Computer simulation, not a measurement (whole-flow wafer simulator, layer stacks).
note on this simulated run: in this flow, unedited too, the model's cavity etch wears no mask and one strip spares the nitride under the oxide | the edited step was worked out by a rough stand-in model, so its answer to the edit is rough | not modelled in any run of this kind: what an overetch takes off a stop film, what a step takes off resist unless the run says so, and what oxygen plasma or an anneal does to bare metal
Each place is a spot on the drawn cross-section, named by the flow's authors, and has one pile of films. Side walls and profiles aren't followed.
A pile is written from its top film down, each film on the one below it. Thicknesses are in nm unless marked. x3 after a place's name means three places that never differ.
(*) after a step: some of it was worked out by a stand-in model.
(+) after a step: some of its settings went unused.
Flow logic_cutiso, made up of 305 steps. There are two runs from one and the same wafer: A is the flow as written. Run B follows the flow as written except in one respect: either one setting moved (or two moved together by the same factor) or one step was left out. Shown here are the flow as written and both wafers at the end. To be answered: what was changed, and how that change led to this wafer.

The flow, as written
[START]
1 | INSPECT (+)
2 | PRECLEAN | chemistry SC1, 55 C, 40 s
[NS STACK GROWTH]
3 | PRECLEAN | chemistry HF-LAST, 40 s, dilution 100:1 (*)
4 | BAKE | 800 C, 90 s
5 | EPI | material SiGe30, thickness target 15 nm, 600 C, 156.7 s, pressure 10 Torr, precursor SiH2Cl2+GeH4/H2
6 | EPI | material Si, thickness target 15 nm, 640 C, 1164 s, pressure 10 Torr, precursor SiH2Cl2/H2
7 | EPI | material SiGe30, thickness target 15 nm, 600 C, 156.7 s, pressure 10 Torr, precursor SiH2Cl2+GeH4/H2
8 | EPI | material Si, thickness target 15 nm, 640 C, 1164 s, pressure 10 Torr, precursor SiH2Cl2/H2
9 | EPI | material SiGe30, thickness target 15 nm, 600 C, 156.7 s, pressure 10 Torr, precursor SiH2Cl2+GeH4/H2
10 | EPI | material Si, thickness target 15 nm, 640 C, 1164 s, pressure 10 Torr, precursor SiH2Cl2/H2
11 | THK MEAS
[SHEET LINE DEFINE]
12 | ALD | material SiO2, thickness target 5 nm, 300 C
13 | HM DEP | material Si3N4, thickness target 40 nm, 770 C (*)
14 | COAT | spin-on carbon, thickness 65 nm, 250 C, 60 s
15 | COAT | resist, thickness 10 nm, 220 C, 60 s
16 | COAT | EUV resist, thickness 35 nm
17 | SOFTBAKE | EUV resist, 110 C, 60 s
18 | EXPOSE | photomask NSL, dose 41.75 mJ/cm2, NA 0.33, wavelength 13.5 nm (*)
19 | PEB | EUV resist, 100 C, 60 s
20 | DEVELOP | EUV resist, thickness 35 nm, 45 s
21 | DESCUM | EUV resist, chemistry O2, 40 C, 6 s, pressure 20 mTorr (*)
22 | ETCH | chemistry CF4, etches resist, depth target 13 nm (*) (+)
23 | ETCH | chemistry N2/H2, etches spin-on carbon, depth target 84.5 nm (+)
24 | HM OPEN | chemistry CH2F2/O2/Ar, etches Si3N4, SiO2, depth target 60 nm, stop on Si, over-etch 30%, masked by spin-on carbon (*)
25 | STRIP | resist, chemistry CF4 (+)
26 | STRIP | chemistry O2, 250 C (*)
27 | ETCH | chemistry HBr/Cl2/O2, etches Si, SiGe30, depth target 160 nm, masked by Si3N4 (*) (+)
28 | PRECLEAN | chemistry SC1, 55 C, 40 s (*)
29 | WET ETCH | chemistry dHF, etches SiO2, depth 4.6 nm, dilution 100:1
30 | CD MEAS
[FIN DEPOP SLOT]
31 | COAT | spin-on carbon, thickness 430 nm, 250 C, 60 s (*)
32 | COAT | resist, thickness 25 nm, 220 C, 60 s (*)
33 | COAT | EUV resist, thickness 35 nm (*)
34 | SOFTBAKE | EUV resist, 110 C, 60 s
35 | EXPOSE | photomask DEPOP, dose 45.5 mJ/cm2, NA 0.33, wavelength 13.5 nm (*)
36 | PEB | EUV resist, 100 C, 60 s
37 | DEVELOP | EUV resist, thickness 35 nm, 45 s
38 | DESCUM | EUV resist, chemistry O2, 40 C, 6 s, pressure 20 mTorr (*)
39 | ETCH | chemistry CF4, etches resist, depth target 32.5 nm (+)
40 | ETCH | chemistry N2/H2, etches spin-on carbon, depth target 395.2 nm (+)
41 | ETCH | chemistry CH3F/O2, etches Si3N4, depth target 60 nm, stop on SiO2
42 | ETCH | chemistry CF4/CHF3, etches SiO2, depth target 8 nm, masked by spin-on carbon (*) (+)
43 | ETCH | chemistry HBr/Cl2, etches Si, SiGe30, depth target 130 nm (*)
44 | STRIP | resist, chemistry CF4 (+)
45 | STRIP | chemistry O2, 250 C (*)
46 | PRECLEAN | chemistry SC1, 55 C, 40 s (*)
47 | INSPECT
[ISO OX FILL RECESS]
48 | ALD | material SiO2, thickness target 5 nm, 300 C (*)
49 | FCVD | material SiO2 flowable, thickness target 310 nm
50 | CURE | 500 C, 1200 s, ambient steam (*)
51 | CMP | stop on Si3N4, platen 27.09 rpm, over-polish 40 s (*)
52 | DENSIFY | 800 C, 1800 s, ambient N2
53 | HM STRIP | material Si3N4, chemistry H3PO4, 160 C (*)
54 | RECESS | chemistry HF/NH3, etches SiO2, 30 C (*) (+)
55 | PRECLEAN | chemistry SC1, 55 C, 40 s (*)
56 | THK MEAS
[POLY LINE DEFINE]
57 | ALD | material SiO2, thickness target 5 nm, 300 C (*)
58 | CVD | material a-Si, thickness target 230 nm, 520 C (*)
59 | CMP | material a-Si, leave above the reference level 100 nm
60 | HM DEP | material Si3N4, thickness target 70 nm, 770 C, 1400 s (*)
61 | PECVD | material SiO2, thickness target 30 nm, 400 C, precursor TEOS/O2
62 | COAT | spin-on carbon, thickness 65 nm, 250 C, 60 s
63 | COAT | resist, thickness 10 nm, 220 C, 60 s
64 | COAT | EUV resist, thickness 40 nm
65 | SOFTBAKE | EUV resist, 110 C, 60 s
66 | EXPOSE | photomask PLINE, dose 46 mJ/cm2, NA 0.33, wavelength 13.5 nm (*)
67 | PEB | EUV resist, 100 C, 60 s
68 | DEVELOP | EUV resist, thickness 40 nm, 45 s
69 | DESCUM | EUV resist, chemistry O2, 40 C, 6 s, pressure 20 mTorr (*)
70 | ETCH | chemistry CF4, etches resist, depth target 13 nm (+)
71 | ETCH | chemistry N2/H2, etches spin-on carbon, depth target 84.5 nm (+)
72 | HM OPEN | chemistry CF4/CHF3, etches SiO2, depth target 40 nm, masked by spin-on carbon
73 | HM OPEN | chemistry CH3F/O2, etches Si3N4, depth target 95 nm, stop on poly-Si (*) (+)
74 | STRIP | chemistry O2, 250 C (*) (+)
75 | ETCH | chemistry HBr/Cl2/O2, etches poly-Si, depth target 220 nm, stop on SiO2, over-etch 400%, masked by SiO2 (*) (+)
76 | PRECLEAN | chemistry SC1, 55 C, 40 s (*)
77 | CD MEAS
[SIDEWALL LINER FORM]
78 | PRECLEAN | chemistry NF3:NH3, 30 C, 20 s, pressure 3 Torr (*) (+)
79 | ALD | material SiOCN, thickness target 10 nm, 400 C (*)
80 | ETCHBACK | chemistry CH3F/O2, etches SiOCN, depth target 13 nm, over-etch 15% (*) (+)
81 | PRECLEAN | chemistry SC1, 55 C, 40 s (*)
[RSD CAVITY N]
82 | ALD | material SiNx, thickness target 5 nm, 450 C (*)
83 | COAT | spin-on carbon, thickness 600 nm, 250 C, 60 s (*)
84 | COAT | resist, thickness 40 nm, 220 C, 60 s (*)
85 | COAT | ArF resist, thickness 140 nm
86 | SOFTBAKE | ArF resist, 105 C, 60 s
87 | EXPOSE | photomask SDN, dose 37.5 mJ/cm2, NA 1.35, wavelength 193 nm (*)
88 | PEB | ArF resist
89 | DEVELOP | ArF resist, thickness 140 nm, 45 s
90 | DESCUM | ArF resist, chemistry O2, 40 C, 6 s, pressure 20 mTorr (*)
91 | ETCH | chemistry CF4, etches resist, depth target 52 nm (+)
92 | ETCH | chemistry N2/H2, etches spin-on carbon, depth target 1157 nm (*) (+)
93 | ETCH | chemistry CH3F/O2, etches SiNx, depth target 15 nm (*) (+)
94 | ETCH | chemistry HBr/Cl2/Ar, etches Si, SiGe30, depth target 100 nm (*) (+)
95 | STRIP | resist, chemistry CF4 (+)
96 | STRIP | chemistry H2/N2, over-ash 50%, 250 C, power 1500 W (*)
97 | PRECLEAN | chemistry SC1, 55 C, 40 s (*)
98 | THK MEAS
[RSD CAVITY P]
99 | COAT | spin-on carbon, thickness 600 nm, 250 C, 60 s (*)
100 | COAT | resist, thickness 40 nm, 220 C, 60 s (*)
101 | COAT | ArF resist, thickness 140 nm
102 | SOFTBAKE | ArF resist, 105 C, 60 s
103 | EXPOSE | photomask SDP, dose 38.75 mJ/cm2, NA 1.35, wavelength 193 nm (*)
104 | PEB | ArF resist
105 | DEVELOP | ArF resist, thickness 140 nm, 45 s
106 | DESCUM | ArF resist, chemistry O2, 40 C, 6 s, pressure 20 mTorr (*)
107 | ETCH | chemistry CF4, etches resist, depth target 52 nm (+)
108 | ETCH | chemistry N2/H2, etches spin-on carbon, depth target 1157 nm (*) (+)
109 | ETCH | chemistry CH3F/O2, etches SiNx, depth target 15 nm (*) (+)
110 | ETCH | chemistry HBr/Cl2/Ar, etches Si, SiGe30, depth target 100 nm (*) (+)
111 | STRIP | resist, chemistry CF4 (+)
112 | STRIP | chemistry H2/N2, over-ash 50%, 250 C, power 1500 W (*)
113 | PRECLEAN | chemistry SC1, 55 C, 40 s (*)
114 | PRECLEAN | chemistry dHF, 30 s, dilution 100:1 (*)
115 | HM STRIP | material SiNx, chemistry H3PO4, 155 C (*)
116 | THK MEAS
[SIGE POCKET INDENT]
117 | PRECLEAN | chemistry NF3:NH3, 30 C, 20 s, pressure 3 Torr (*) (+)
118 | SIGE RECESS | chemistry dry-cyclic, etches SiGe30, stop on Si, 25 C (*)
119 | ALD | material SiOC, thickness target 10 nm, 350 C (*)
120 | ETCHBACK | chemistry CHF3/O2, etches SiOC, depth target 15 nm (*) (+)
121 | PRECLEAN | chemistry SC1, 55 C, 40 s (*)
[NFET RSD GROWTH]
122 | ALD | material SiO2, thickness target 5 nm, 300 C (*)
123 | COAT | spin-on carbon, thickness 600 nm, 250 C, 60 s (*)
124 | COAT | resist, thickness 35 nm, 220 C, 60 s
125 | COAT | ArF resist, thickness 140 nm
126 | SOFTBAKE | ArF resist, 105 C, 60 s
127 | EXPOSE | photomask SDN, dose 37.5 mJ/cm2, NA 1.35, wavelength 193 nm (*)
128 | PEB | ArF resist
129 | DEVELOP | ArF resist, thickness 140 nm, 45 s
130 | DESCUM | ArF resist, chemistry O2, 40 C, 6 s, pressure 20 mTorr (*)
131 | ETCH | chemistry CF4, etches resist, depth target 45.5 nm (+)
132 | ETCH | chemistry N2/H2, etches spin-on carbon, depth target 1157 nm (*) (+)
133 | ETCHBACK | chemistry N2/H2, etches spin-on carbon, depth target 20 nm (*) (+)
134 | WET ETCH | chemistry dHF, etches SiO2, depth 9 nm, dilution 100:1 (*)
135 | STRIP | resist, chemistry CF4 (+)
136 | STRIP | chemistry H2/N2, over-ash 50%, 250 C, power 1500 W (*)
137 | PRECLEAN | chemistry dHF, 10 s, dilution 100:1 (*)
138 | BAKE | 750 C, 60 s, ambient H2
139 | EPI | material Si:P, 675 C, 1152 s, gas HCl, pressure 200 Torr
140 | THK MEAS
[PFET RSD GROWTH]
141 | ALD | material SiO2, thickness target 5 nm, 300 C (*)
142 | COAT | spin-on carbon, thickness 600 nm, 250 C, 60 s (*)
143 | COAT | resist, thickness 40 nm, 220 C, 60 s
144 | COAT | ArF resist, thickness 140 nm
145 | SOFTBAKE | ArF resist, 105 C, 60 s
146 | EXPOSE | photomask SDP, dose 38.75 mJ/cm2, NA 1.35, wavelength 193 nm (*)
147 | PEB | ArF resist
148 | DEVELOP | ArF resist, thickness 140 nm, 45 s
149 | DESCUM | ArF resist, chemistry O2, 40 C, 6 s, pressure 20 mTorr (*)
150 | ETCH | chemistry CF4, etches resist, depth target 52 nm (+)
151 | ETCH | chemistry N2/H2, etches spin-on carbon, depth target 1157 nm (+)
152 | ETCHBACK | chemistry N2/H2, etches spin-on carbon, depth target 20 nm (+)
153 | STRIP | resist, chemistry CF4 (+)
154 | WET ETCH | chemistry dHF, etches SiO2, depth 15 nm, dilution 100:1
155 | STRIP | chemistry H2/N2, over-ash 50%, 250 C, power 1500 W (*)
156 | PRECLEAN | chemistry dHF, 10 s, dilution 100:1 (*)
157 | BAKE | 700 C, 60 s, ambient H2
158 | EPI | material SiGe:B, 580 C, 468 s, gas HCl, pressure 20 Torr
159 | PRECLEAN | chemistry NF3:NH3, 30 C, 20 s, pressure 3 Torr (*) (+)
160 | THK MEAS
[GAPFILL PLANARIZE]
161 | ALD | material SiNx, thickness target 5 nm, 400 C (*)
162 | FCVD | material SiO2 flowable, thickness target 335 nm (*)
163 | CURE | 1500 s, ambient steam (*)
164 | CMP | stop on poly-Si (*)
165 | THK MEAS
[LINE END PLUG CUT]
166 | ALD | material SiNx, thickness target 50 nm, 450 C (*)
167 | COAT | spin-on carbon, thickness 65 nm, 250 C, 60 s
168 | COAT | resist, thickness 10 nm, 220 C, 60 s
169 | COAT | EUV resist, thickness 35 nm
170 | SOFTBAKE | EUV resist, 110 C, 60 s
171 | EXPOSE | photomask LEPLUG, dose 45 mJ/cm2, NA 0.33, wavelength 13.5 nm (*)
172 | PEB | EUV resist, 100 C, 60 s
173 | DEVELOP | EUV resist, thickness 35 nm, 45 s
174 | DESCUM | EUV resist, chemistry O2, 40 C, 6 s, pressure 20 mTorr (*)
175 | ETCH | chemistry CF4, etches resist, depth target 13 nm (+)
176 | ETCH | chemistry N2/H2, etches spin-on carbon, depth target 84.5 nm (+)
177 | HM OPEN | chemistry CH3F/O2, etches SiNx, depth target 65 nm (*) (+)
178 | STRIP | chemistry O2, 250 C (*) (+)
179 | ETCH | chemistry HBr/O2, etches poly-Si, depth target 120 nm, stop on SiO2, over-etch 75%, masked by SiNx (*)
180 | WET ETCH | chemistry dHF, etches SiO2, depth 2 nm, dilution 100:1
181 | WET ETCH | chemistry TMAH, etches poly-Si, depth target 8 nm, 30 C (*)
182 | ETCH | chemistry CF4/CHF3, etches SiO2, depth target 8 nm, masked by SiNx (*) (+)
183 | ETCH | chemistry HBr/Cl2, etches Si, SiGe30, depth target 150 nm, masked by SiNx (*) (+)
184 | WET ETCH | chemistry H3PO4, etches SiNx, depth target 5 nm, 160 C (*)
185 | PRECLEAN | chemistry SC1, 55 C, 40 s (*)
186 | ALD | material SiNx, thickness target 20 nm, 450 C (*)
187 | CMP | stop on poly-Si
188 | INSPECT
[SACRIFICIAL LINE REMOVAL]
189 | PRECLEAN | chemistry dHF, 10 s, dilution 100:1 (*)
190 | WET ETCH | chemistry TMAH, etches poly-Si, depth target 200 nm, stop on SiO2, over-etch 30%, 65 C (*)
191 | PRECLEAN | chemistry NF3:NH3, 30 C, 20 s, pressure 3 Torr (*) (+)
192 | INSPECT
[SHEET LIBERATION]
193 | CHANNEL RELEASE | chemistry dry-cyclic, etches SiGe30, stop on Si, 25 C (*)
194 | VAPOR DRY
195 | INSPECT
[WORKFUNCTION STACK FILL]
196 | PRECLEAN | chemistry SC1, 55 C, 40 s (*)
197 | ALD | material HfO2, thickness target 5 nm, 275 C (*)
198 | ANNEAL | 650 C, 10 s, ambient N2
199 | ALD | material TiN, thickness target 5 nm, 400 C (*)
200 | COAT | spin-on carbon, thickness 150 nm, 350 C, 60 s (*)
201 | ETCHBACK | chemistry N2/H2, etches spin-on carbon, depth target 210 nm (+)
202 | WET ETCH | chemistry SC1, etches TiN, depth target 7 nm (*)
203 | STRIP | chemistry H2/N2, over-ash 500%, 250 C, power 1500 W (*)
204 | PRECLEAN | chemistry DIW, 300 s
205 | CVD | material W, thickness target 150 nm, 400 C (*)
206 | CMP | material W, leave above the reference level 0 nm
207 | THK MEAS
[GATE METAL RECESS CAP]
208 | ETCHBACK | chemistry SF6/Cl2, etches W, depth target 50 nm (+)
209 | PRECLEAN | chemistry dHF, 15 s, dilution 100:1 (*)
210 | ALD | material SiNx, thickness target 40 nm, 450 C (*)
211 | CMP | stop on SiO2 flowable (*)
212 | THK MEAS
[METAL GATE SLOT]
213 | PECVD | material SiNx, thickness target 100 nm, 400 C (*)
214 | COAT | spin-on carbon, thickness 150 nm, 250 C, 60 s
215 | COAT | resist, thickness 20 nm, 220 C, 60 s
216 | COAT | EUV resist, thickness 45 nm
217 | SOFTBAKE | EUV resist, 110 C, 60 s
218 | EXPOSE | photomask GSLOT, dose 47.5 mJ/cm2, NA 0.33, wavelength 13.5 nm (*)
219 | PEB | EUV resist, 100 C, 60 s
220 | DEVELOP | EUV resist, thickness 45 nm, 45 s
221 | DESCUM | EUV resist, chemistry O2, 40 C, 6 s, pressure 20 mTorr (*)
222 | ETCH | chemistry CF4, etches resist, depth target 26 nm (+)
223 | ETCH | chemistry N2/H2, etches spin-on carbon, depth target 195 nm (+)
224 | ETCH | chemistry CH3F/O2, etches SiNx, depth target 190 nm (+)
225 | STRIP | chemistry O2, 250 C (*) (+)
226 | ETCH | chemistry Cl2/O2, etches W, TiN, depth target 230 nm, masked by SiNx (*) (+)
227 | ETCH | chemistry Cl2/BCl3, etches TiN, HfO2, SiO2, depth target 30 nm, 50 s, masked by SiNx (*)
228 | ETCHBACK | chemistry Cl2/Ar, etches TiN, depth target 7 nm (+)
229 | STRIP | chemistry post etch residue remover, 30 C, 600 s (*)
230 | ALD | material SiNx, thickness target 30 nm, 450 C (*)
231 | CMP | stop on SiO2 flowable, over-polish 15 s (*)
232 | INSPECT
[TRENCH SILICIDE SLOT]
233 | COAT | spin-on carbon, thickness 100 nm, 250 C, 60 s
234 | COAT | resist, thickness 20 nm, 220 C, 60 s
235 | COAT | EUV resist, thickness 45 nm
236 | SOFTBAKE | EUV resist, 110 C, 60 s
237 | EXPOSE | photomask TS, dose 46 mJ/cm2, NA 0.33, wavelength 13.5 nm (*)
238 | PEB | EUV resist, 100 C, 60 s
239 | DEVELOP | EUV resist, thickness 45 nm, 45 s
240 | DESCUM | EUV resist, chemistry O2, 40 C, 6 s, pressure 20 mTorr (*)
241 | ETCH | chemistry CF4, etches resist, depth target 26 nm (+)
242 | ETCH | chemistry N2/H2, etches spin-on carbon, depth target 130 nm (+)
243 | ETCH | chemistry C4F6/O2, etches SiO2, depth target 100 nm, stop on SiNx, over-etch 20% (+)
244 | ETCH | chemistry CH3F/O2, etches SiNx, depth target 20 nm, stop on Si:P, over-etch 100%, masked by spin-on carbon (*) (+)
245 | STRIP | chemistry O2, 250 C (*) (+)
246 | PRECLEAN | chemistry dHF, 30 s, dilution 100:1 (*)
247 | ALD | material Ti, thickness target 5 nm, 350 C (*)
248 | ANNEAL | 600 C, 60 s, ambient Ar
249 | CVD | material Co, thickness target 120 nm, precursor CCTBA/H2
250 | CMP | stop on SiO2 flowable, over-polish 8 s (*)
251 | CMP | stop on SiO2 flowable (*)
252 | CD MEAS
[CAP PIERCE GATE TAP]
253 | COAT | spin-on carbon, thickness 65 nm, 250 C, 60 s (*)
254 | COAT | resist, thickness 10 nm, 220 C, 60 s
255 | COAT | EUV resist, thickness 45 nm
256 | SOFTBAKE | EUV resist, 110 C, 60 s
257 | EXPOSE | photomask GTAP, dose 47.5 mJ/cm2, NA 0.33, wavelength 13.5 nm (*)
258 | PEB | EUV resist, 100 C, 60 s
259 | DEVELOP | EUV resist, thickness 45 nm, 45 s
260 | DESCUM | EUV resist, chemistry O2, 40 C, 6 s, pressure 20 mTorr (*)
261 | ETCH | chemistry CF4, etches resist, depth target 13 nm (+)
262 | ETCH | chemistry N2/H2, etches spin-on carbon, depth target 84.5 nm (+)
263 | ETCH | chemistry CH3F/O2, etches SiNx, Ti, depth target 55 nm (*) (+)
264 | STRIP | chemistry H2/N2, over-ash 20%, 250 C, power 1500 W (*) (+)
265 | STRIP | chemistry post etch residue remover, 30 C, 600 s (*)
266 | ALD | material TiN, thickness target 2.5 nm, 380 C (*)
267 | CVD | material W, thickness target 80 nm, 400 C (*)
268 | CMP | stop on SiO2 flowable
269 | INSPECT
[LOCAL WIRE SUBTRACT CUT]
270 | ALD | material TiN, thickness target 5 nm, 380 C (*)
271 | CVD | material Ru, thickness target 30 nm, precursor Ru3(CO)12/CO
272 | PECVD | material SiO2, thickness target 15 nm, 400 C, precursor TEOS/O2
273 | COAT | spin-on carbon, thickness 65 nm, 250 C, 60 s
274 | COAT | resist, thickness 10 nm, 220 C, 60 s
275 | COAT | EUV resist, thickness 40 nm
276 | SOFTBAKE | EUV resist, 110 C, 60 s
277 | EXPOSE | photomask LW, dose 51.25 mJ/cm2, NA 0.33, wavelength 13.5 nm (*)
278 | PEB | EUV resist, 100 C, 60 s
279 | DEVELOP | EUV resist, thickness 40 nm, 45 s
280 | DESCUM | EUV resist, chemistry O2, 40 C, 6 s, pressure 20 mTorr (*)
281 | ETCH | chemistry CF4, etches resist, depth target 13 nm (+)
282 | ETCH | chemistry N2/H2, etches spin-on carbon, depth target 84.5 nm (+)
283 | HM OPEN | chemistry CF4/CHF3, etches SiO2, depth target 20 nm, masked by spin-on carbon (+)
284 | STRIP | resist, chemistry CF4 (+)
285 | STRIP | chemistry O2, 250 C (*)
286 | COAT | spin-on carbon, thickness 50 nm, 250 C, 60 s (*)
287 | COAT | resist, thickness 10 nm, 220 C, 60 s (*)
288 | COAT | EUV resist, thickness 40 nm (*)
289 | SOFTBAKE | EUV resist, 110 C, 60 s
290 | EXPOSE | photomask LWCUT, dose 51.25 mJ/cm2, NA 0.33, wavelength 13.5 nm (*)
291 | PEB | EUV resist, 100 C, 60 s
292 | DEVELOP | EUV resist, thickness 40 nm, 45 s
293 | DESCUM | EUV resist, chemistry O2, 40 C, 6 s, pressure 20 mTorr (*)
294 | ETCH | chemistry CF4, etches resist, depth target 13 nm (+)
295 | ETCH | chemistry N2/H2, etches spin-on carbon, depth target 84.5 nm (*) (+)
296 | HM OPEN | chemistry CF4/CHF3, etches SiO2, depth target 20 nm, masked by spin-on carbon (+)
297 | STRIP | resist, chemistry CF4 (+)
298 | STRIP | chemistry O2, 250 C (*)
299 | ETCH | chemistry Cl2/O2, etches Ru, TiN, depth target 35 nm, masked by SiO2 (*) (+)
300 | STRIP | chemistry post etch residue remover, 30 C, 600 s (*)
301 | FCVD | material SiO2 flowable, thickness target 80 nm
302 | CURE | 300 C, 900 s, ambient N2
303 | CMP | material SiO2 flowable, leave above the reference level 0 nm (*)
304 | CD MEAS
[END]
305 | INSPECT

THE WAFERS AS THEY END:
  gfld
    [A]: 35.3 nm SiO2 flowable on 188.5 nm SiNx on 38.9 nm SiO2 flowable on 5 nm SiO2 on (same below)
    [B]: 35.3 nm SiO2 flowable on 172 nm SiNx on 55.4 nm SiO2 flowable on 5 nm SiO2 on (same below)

The reason: step 227, ETCH: depth target 13.5 nm was run, though the flow has depth target 30 nm.

The path from the change to this, step by step:
  227 | ETCH | chemistry Cl2/BCl3, etches TiN, HfO2, SiO2, depth target 30 nm, 50 s, masked by SiNx (*)
      gfld: A HfO2 loses 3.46 (all of it), SiO2 flowable loses 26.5 | B HfO2 loses 3.46 (all of it), SiO2 flowable loses 10
  230 | ALD | material SiNx, thickness target 30 nm, 450 C (*)
      gfld: A SiNx gains 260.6 (new film) | B SiNx gains 244.1 (new film)
